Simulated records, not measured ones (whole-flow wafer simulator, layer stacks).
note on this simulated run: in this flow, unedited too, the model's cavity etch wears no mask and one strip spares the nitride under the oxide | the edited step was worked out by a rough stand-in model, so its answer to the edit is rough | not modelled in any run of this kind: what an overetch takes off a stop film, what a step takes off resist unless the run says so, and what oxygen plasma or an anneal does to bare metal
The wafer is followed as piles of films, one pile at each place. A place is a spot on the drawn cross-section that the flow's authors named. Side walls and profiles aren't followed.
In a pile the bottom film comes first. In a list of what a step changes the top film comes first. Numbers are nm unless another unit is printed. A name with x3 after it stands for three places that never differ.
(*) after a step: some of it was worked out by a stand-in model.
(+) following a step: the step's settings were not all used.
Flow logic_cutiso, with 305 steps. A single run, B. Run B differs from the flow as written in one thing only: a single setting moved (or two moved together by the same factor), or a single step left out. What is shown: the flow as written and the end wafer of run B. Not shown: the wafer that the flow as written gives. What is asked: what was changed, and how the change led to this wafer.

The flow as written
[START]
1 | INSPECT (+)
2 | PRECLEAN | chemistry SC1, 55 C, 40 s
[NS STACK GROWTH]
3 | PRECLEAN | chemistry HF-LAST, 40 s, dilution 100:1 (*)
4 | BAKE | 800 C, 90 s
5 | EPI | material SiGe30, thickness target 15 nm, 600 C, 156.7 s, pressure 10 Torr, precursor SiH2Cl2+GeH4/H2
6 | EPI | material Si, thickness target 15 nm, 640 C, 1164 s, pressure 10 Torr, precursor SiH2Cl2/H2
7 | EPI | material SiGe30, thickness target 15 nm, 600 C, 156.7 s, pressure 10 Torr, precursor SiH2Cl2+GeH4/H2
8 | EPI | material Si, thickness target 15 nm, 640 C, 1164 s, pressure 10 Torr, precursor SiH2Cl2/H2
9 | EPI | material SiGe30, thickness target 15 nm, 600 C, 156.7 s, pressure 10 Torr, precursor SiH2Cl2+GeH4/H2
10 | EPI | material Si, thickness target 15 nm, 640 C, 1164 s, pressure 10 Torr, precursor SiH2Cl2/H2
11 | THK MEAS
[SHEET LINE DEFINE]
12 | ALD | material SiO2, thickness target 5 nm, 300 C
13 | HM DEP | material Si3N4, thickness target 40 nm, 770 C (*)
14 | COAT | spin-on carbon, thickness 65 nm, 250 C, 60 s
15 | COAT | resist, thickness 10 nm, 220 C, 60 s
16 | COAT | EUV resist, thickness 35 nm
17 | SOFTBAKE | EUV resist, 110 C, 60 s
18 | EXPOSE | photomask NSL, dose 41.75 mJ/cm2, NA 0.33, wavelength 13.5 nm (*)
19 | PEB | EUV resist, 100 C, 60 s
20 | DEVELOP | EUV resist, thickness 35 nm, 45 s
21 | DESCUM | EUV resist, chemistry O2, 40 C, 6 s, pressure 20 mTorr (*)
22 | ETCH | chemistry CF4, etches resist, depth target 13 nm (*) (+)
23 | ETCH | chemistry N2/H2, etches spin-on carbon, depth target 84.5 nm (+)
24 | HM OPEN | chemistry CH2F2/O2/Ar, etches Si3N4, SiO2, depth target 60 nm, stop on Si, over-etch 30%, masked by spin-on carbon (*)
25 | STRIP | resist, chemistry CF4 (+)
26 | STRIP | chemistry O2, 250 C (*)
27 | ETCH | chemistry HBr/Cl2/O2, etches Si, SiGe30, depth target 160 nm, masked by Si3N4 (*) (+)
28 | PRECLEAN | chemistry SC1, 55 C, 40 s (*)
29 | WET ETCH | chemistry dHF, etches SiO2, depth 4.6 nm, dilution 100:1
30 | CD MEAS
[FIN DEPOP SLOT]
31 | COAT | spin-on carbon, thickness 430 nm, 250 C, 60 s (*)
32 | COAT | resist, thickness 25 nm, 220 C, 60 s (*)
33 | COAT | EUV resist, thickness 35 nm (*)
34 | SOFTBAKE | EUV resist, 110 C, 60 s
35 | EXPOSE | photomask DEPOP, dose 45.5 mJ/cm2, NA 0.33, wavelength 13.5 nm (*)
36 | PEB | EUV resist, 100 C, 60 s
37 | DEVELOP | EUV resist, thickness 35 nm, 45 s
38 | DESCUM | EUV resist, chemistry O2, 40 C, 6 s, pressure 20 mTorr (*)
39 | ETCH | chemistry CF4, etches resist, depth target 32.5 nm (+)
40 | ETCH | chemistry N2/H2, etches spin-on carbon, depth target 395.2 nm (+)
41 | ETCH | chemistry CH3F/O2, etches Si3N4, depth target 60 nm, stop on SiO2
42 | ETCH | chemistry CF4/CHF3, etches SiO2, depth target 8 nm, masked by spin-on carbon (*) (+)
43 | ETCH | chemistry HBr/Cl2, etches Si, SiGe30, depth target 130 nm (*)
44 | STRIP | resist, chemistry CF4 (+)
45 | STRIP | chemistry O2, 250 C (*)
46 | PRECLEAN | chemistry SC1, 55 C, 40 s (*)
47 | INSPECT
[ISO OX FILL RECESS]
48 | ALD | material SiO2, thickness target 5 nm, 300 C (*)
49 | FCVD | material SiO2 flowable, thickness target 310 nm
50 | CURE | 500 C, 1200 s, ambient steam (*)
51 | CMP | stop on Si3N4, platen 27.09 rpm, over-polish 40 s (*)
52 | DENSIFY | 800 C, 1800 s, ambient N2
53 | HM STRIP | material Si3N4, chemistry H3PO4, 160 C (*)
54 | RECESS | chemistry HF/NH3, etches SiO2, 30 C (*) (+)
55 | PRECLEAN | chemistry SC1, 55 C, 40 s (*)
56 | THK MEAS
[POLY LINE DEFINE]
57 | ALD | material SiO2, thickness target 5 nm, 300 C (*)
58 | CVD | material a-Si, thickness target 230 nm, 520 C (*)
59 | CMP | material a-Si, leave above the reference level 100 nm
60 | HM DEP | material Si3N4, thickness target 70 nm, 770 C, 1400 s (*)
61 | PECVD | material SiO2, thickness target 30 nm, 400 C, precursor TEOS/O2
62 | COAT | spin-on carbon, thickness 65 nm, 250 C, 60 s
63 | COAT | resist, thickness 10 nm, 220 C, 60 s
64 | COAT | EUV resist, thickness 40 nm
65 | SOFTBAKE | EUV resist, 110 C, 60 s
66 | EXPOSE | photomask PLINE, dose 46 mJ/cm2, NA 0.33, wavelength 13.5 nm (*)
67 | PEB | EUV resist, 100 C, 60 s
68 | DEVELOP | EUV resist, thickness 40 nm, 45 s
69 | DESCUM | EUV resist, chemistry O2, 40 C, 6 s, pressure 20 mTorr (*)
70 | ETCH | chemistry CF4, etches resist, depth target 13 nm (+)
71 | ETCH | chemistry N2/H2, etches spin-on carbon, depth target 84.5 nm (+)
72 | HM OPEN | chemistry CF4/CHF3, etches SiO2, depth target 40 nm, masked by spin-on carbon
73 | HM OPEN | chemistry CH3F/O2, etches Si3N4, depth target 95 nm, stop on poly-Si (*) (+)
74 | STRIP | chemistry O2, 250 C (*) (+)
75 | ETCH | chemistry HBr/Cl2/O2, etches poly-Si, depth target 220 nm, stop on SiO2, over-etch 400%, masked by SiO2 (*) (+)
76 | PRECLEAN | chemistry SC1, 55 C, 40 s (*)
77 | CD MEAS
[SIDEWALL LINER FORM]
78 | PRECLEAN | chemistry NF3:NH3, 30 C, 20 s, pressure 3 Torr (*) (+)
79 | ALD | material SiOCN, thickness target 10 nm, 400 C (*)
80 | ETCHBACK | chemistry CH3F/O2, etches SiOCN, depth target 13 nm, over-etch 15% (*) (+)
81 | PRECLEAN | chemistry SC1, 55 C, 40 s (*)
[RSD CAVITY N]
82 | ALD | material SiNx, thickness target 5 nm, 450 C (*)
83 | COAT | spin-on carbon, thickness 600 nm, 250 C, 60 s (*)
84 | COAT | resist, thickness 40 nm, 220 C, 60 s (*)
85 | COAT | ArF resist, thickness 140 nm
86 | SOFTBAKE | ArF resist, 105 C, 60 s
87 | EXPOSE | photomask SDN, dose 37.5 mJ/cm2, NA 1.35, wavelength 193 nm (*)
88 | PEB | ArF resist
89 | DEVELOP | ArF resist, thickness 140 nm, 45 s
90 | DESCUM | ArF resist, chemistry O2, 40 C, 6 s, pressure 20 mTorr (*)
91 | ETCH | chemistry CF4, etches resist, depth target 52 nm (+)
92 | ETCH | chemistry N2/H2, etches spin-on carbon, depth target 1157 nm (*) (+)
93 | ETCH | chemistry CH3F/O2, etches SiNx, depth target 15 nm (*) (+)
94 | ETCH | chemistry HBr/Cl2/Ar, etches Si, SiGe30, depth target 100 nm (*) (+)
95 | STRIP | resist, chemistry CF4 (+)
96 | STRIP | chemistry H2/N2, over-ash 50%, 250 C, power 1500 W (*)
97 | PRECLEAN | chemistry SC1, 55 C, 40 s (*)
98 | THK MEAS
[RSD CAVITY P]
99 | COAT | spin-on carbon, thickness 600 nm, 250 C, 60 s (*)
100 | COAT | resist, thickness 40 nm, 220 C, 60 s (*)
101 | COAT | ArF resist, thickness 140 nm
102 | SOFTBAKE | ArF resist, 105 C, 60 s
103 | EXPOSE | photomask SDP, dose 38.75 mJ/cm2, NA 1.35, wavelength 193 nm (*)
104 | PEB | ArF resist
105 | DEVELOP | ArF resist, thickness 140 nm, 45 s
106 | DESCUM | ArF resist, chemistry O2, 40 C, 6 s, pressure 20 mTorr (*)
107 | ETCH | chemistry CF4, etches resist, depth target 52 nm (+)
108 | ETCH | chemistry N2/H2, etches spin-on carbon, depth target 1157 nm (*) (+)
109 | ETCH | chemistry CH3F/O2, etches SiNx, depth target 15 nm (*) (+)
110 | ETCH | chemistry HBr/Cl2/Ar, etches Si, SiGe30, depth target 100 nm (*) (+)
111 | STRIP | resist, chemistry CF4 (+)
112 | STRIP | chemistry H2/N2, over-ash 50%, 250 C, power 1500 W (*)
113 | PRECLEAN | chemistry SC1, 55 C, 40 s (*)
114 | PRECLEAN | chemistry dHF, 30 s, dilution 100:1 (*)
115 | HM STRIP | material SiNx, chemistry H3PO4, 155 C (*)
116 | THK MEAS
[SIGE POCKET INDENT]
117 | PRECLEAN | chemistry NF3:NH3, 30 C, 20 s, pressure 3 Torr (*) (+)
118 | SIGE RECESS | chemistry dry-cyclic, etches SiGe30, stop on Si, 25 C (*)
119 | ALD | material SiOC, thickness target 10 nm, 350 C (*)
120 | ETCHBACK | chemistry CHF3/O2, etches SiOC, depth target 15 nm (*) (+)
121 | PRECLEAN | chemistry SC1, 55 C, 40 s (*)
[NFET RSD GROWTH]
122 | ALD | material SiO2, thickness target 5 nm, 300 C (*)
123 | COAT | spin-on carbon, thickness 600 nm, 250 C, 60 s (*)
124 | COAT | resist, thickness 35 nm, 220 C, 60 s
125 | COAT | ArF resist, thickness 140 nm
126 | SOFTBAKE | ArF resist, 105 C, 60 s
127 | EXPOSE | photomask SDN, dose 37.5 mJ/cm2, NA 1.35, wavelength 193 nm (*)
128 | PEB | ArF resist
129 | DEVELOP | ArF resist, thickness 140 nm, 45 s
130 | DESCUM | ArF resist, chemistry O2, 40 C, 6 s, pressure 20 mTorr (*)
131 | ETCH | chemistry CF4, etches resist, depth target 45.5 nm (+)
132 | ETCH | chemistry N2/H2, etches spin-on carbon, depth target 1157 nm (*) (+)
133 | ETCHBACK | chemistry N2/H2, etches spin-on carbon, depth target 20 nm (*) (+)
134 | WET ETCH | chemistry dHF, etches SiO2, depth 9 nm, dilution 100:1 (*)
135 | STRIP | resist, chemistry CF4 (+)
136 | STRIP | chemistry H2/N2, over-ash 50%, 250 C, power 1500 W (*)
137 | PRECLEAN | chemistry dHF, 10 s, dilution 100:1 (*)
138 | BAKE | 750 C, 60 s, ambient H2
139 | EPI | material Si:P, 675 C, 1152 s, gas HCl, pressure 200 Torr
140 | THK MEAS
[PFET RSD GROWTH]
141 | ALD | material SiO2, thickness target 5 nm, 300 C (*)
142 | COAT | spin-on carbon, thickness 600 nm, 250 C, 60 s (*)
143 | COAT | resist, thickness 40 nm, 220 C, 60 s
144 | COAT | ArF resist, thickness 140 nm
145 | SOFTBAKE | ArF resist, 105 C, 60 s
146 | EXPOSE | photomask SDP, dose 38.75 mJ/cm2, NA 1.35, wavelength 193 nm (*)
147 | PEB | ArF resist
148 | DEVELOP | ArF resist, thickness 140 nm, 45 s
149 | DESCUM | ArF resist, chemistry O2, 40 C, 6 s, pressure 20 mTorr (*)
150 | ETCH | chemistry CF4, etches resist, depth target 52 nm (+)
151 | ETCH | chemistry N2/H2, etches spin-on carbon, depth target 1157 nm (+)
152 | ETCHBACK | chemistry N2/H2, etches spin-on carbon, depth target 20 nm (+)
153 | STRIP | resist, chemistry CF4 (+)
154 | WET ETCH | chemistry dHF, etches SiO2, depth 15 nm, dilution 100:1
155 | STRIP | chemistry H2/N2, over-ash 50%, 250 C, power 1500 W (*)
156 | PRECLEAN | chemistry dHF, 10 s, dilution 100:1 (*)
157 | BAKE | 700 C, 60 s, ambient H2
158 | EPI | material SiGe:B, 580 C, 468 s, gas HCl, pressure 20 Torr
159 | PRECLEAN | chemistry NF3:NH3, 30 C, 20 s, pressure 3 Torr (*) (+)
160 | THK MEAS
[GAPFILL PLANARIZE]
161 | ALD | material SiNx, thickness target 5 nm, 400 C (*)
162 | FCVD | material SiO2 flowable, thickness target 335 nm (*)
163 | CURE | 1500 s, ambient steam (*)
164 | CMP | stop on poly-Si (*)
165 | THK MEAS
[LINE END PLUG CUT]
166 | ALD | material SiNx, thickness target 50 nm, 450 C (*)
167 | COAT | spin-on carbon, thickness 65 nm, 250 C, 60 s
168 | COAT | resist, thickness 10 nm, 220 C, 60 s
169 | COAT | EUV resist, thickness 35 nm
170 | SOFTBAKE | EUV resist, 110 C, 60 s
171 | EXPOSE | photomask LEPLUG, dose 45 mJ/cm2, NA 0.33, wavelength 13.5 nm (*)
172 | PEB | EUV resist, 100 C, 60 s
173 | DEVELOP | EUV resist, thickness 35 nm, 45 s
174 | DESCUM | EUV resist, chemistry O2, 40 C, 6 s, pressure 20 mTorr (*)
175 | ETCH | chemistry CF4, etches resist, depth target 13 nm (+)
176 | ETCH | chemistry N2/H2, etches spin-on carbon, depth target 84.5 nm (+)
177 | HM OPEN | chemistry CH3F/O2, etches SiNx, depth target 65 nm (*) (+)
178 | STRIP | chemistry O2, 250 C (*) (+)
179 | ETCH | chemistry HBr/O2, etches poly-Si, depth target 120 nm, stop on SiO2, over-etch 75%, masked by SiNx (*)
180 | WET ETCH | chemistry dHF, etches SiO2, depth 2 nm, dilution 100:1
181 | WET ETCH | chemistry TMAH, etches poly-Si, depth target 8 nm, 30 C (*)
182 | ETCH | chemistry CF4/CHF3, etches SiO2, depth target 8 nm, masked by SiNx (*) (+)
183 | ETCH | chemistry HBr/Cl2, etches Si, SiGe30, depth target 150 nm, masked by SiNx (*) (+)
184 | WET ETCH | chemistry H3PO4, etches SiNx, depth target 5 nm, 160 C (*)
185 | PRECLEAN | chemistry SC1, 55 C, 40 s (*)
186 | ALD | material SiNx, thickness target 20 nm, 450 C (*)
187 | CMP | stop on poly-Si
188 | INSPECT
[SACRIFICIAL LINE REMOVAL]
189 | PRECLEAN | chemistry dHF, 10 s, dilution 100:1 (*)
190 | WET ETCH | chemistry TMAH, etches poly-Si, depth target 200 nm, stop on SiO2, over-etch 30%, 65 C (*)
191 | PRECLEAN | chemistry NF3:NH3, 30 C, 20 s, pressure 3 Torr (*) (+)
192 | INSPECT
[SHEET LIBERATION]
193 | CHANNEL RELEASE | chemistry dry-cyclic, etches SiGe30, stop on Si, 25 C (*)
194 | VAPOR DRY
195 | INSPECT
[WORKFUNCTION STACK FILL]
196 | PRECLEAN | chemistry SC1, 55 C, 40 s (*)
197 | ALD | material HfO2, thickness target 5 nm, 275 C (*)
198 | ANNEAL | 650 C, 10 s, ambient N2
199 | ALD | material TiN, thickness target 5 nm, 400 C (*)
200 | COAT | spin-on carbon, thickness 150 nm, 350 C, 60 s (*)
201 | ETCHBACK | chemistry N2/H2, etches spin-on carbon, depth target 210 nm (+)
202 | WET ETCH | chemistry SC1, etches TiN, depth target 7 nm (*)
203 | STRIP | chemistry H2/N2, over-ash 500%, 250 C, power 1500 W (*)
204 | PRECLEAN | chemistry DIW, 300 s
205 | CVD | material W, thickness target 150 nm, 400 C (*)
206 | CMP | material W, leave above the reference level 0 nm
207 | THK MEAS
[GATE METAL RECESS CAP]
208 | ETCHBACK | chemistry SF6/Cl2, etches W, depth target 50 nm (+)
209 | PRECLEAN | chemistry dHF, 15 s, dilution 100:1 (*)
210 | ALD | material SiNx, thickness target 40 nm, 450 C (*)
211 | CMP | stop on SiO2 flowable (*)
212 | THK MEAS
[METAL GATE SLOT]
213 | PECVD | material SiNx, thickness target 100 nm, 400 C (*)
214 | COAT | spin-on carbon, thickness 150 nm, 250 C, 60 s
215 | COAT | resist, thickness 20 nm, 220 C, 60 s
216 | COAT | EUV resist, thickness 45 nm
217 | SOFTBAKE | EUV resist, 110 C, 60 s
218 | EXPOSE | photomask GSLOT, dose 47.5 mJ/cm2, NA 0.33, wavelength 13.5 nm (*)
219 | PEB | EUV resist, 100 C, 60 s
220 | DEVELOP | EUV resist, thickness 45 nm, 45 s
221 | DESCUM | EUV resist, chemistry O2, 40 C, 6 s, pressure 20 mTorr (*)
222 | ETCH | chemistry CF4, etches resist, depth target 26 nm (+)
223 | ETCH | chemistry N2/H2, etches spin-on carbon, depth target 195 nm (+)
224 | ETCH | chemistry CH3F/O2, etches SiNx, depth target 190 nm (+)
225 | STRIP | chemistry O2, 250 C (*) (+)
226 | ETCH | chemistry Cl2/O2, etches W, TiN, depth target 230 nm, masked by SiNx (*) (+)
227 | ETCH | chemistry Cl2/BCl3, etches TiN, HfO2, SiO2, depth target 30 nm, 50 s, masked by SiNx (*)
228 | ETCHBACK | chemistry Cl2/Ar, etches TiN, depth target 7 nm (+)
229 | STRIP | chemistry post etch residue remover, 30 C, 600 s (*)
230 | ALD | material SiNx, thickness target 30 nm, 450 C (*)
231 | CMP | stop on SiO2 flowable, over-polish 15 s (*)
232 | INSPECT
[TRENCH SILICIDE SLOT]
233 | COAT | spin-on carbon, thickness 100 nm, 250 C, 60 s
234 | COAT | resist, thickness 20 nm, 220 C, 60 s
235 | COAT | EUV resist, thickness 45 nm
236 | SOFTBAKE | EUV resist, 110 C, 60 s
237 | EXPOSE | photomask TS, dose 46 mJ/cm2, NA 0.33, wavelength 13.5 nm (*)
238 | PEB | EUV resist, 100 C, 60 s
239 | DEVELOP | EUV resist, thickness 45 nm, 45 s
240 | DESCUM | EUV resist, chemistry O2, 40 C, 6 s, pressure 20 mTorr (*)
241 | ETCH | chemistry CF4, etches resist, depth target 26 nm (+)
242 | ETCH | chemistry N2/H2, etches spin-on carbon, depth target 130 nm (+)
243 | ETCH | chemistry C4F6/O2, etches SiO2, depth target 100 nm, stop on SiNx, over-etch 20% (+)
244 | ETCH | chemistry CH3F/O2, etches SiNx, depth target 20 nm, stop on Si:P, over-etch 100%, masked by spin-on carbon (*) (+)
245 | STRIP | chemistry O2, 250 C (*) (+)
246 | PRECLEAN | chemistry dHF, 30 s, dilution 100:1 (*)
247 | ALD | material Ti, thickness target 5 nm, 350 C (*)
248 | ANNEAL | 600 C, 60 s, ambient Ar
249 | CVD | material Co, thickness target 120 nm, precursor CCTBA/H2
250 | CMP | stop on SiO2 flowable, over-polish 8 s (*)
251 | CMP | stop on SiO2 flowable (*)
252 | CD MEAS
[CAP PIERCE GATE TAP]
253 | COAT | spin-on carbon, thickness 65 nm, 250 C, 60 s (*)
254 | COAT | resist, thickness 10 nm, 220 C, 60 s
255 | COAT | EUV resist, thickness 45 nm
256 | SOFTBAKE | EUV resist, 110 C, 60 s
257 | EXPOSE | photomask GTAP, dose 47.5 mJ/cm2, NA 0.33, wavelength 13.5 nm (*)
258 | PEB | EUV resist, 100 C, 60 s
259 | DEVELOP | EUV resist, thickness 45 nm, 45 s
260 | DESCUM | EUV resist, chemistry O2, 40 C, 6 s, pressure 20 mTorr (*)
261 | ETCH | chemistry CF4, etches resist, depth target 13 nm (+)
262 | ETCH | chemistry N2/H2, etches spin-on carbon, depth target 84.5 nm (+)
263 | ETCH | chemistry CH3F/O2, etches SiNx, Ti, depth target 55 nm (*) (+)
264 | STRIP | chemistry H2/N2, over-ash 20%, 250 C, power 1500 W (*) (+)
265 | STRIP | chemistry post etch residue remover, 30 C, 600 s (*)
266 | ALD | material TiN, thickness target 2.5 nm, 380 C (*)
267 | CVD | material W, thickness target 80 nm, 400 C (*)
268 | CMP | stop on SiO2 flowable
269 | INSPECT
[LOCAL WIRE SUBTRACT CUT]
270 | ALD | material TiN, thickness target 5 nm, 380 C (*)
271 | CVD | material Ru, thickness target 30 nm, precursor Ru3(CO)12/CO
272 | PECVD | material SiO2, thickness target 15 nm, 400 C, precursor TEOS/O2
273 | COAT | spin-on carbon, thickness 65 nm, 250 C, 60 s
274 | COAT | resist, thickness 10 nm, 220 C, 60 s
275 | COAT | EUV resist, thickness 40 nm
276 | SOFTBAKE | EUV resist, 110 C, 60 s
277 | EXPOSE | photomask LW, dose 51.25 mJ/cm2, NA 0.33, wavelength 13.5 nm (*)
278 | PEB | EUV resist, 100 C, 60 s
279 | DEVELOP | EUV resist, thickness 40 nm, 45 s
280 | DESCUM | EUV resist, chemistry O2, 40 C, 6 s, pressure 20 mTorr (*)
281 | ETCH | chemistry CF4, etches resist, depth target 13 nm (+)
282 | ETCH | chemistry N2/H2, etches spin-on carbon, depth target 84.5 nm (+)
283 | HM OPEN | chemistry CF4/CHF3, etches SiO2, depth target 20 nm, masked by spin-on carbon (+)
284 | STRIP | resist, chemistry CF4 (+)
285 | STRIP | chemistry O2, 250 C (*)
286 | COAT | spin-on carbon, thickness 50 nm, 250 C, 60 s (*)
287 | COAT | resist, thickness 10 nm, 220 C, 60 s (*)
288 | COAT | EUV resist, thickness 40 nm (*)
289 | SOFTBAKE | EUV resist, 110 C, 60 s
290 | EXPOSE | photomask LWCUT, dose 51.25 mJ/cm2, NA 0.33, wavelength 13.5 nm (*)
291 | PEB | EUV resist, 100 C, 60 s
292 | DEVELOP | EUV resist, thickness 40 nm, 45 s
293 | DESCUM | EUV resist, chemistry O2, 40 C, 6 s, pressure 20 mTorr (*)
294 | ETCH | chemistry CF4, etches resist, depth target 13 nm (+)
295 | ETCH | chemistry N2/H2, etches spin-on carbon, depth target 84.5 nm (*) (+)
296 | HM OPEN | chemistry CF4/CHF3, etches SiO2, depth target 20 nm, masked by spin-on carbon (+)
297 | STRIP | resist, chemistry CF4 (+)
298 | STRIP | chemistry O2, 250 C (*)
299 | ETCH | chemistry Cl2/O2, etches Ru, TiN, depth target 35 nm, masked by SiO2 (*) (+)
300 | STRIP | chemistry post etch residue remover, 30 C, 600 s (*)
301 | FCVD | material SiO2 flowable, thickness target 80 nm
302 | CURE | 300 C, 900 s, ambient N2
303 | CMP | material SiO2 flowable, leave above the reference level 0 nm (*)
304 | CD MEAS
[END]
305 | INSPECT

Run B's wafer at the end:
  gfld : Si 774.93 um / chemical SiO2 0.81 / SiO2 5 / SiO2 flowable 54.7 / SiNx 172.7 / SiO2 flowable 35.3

Cause: step 227, ETCH: depth target 14.2 nm was run, while the flow as written has depth target 30 nm; step 227, ETCH: 23.8 s was run, where the flow has 50 s.

Step by step, how the change led to this:
  227 | ETCH | chemistry Cl2/BCl3, etches TiN, HfO2, SiO2, depth target 30 nm, 50 s, masked by SiNx (*)
      depop, dpovl, gl and 18 more: -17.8 SiNx (in the flow as written it would be: -37.4 SiNx)
      gfld: -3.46 HfO2 (all of it), -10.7 SiO2 flowable (in the flow as written it would be: -3.46 HfO2 (all of it), -26.5 SiO2 flowable)
  231 | CMP | stop on SiO2 flowable, over-polish 15 s (*)
      depop, dpovl, gl and 9 more: -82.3 SiNx (in the flow as written it would be: -62.7 SiNx)
      lnr, lnri, lnrp, lnrt: -80.6 SiNx (all of it), -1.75 SiOCN (in the flow as written it would be: -61 SiNx (all of it), -1.75 SiOCN)
      (and at 6 other places as well)
